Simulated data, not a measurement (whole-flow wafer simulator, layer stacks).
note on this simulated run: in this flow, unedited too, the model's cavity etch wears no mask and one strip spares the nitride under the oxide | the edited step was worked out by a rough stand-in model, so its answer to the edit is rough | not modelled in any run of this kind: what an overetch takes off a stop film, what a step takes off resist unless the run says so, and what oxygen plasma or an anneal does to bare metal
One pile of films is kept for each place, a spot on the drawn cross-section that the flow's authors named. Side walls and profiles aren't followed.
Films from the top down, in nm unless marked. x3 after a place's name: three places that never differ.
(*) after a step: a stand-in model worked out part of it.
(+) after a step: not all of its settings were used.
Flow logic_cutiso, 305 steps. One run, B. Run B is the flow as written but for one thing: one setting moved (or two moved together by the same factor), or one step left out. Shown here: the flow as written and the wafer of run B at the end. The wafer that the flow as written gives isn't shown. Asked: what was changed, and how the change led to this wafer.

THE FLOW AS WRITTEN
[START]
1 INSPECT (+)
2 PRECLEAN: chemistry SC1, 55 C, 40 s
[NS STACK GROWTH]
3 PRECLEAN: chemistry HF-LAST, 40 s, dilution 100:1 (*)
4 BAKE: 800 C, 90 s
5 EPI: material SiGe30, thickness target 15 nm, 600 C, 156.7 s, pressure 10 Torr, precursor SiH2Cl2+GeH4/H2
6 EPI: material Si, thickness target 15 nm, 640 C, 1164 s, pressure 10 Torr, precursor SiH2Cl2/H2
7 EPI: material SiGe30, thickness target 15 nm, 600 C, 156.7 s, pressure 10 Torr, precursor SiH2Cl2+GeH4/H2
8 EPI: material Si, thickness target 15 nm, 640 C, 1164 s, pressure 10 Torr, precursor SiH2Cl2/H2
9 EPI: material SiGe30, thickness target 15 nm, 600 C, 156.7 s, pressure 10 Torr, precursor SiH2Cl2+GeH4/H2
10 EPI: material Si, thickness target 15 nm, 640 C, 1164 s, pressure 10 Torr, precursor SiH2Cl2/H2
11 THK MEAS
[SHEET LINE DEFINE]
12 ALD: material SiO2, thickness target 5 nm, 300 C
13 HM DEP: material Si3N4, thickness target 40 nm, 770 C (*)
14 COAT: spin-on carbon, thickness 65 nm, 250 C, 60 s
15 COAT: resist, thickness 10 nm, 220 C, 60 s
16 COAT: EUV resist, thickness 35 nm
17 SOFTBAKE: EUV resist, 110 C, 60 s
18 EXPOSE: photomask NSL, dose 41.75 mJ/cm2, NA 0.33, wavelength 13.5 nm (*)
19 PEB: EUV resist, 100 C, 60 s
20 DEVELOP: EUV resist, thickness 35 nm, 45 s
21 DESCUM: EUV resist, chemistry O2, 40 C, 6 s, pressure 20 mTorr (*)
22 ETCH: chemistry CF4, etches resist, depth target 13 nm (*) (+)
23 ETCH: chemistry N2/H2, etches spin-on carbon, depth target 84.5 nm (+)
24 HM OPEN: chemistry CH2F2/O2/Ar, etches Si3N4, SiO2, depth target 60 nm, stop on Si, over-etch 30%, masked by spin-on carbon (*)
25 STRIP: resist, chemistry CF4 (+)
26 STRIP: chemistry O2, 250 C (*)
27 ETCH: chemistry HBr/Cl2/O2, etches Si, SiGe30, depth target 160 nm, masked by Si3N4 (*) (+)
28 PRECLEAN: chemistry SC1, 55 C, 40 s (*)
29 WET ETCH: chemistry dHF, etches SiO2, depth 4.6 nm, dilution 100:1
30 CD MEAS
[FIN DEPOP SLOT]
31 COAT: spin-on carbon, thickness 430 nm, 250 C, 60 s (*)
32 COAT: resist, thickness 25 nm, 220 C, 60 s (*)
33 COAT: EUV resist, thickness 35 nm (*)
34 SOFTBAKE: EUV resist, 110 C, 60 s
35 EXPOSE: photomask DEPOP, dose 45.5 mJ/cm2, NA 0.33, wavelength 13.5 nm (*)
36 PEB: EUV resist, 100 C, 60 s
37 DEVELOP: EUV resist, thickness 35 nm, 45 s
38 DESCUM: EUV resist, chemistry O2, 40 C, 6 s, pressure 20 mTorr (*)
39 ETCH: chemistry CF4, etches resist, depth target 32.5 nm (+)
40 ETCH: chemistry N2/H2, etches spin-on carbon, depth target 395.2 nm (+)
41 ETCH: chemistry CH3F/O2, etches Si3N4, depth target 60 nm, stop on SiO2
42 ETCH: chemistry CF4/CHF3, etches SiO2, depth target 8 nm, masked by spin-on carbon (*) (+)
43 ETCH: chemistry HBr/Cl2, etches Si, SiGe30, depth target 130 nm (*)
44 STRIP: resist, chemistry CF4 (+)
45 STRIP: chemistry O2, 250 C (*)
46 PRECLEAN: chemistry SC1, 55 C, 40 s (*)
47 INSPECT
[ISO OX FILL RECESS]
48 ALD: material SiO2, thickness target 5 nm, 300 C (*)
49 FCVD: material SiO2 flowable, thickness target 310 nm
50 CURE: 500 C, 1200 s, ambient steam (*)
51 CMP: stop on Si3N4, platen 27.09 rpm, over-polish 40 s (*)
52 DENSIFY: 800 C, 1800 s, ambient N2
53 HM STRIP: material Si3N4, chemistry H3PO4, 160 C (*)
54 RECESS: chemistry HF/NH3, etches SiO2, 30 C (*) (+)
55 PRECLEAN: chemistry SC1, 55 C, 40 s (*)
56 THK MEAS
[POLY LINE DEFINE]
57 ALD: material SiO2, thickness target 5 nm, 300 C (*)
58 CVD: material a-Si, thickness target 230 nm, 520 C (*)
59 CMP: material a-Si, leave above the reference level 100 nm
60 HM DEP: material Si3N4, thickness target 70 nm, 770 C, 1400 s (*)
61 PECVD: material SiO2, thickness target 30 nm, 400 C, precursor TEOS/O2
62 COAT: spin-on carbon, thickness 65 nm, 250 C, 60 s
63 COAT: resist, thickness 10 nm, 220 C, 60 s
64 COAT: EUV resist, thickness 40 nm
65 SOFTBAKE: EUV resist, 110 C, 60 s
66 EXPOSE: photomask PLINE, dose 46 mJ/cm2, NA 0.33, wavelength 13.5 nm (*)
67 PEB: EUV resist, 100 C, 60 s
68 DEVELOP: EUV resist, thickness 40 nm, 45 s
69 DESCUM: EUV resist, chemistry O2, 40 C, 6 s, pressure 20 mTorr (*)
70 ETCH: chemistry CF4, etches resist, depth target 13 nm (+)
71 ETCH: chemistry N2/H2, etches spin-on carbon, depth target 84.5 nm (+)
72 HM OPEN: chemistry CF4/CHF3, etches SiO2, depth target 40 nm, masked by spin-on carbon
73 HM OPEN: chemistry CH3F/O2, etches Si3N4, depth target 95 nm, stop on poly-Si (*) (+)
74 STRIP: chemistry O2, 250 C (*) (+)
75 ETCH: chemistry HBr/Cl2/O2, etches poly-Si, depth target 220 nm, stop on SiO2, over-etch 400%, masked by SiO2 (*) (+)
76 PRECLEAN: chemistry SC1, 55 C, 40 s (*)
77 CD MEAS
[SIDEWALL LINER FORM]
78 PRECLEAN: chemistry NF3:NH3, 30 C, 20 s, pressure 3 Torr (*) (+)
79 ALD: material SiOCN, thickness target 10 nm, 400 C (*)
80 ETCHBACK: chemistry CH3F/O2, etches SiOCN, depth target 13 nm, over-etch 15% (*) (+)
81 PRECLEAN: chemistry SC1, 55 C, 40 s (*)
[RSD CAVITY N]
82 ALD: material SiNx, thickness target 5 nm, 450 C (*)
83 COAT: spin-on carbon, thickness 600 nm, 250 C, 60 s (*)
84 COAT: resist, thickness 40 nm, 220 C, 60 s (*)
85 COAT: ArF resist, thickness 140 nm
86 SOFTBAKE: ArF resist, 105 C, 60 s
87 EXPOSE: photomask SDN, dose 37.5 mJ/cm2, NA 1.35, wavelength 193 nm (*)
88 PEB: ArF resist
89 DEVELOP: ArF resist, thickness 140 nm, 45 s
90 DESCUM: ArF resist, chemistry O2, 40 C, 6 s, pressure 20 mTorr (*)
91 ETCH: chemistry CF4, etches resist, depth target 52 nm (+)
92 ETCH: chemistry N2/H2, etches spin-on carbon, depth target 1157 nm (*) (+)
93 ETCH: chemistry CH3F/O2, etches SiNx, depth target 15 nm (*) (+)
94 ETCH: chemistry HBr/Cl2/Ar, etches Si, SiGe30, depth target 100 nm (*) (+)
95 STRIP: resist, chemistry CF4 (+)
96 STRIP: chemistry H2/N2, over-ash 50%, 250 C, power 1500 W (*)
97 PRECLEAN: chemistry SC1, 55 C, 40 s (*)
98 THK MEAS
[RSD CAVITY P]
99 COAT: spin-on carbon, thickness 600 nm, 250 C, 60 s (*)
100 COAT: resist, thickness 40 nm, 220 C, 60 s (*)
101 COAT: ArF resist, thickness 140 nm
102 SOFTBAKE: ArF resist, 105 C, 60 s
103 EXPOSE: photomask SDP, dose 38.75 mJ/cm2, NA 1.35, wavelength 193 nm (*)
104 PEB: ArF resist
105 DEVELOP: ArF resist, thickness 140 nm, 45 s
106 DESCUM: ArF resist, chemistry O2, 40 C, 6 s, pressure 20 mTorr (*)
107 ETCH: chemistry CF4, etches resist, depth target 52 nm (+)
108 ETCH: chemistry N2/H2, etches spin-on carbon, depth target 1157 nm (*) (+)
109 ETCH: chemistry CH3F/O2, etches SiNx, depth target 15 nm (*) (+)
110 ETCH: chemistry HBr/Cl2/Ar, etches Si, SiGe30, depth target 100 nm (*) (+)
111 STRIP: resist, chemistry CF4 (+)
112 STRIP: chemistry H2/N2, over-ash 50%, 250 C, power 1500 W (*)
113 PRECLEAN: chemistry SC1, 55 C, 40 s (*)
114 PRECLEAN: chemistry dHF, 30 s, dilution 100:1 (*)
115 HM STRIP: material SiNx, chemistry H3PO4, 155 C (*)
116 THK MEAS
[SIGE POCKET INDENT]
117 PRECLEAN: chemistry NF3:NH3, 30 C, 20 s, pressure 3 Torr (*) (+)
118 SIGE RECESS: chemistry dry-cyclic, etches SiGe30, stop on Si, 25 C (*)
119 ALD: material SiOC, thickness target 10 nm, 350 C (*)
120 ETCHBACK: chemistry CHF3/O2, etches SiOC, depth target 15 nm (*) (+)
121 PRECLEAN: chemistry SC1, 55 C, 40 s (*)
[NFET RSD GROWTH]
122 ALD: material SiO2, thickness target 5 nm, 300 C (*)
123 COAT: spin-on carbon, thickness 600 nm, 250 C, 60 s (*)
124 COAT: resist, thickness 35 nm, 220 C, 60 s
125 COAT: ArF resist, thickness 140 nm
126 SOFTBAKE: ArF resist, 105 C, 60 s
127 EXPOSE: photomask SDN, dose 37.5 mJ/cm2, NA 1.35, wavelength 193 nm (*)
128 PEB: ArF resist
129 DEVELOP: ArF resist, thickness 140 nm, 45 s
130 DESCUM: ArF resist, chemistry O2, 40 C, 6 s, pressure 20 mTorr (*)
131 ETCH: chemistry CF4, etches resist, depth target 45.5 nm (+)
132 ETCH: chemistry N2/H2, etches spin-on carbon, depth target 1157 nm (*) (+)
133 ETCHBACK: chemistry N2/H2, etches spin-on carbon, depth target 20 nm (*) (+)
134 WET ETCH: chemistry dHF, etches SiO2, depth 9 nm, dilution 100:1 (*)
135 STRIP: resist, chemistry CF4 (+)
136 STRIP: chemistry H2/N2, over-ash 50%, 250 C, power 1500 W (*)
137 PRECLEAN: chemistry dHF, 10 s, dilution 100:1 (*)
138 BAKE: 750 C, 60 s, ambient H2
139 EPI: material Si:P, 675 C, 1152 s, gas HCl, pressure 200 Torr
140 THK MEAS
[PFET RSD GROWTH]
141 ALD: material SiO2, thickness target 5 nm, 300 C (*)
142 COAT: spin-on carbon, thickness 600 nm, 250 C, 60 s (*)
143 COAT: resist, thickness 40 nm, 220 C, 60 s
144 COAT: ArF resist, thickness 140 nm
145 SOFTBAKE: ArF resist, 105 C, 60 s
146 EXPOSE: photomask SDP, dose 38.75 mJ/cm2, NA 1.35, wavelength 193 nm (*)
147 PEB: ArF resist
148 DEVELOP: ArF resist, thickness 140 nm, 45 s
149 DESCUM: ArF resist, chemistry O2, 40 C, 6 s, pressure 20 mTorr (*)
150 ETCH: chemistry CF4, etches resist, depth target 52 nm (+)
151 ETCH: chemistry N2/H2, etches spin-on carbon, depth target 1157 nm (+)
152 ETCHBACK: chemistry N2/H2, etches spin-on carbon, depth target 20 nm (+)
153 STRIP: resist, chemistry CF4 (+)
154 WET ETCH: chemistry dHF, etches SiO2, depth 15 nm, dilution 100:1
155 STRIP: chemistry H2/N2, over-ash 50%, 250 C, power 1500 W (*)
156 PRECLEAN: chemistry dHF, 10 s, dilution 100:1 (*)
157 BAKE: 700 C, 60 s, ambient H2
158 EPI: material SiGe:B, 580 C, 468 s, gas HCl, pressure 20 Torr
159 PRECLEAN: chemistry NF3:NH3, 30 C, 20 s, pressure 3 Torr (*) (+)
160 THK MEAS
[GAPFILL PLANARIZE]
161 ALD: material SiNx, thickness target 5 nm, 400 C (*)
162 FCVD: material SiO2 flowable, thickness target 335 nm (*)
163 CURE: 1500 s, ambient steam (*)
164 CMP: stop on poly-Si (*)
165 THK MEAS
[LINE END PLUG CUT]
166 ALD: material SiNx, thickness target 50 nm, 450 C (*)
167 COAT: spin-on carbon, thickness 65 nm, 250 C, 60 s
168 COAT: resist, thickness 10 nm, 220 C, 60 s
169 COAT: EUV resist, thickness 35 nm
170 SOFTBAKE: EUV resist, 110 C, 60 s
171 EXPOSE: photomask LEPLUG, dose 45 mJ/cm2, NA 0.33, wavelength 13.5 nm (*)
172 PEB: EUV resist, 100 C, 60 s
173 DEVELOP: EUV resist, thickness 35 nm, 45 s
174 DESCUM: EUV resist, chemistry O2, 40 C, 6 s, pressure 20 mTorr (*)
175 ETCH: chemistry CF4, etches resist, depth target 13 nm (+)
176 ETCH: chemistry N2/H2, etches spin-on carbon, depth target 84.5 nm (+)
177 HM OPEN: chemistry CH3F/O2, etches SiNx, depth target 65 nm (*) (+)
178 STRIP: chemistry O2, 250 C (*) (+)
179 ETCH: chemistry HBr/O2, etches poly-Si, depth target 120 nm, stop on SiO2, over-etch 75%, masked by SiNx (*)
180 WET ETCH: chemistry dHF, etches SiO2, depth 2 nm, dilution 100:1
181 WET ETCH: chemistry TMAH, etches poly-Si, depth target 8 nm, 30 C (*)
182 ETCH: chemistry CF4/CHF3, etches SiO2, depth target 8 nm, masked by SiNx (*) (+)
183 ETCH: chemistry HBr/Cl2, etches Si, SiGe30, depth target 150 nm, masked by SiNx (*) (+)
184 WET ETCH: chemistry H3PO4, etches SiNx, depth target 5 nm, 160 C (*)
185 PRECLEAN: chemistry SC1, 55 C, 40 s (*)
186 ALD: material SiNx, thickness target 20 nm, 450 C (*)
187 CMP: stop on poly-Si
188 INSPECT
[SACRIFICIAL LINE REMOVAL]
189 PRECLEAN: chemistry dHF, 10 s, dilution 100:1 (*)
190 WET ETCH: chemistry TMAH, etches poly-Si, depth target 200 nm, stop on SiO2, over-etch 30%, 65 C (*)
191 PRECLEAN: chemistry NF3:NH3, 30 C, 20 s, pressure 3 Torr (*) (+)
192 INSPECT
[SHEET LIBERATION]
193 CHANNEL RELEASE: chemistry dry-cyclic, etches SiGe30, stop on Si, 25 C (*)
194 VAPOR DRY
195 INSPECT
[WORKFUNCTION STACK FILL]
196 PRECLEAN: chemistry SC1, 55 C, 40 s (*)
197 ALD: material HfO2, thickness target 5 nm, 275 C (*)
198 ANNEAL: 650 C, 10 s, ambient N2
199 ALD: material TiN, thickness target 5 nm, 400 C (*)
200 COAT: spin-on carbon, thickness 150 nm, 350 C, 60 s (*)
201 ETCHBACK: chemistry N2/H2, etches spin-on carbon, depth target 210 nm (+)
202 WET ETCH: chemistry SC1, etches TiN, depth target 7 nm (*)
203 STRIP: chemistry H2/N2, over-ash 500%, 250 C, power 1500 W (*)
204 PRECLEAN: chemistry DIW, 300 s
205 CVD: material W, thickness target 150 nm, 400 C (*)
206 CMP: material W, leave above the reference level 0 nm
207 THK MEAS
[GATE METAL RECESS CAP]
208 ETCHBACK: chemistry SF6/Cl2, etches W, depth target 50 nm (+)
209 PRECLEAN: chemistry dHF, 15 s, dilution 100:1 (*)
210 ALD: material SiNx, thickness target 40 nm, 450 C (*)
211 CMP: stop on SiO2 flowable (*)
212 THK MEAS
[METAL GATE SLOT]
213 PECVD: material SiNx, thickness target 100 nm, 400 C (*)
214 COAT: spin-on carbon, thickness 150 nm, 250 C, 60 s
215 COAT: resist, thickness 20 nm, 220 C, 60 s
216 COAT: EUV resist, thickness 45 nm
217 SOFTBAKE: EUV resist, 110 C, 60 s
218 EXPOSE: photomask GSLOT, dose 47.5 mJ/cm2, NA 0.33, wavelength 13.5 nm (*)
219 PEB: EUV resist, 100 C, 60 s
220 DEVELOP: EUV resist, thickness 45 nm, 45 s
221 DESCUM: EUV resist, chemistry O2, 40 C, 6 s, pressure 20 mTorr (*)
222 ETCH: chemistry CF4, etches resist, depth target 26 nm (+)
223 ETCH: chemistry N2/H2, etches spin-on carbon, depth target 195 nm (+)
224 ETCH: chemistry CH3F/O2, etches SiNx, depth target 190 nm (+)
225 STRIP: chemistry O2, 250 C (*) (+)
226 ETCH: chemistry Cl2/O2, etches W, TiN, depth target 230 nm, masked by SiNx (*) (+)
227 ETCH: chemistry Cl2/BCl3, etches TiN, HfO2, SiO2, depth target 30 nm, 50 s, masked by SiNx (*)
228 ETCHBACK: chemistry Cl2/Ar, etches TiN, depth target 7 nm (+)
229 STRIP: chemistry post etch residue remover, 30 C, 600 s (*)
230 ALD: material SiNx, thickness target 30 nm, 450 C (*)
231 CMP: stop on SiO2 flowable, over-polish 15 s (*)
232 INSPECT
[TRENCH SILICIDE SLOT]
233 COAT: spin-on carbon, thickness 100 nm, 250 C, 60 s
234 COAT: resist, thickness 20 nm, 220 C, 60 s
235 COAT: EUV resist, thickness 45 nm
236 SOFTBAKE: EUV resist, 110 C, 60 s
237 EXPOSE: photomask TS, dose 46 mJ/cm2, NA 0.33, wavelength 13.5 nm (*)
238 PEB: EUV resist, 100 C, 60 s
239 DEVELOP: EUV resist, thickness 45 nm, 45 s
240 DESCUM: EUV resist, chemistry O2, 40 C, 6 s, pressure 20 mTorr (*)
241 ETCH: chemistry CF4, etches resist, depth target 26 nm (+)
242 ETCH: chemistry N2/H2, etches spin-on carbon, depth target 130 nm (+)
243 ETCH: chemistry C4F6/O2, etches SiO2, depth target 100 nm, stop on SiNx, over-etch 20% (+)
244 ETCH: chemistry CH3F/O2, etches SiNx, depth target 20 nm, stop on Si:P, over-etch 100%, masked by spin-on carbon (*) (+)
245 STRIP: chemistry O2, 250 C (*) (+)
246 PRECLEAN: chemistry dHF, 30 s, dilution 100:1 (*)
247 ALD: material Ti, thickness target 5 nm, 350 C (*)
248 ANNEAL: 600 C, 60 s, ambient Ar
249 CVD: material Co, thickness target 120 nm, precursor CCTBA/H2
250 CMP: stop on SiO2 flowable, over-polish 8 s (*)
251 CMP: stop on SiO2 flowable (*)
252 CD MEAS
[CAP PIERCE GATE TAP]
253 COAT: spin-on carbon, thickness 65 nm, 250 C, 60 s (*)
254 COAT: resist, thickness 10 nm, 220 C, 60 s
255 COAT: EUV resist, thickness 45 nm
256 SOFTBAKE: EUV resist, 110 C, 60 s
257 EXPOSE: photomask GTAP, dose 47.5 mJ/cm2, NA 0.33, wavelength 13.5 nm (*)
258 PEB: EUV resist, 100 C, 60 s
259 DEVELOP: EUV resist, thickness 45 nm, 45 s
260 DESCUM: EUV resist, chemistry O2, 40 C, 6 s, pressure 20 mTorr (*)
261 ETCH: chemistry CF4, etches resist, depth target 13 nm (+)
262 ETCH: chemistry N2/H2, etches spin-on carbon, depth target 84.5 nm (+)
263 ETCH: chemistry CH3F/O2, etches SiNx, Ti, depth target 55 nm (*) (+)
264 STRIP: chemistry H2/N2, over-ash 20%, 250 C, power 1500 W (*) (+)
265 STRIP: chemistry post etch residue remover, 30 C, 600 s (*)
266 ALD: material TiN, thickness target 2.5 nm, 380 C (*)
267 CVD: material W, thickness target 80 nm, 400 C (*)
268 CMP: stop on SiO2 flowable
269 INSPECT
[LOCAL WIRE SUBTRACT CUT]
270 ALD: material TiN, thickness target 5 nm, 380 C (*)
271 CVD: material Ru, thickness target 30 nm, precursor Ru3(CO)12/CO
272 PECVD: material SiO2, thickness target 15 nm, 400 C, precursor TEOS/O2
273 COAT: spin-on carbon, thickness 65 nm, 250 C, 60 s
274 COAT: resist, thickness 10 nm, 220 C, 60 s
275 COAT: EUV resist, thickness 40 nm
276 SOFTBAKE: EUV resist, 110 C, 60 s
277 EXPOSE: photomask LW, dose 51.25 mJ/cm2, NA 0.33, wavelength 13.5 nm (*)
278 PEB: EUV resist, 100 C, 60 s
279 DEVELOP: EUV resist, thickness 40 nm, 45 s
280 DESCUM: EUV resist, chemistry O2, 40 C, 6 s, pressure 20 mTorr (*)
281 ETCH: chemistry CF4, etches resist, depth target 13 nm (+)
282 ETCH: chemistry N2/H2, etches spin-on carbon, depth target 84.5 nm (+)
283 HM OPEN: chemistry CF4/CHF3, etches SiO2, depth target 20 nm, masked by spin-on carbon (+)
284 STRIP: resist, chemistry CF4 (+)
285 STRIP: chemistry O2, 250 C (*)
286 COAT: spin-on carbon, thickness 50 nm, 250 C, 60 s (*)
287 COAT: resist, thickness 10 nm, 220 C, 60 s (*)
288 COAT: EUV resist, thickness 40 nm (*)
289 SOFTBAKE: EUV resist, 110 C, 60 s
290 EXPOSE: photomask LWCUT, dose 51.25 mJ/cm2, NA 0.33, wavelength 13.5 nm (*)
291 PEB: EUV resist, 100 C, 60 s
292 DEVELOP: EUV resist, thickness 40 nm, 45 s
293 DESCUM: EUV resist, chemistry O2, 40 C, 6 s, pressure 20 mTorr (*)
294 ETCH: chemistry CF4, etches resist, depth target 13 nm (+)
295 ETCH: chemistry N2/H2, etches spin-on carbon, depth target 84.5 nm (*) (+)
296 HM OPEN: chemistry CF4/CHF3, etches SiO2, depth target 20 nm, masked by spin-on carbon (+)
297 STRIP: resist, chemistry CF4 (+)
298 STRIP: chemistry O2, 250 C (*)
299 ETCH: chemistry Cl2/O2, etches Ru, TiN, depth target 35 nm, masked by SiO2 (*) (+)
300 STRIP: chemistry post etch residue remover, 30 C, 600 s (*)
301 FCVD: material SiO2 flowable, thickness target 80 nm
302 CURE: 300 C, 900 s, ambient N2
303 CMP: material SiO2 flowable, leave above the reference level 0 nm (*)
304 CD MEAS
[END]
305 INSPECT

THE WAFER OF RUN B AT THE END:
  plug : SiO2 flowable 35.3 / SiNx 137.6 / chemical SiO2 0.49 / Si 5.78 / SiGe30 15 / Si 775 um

The cause: step 183, ETCH: depth target 67.5 nm was run, where the flow has depth target 150 nm.

How the change led to this, step by step:
  183 ETCH: chemistry HBr/Cl2, etches Si, SiGe30, depth target 150 nm, masked by SiNx (*) (+)
      plug: Si -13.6 (all of it), SiGe30 -15 (all of it), Si -15 (all of it), SiGe30 -15 (all of it), Si -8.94 (as written it would be: Si -13.6 (all of it), SiGe30 -15 (all of it), Si -15 (all of it), SiGe30 -15 (all of it), Si -15 (all of it), SiGe30 -15 (all of it), Si -61.4)
      depop, dpovl, gfld and 18 more: SiNx -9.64 (as written it would be: SiNx -21.4)
  186 ALD: material SiNx, thickness target 20 nm, 450 C (*)
      plug: SiNx +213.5 (new film) (as written it would be: SiNx +284.2 (new film))
  187 CMP: stop on poly-Si
      depop, dpovl, gfld and 18 more: SiNx -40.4 (all of it) (as written it would be: SiNx -28.6 (all of it))
      plug: SiNx -40.4 (as written it would be: SiNx -28.6)
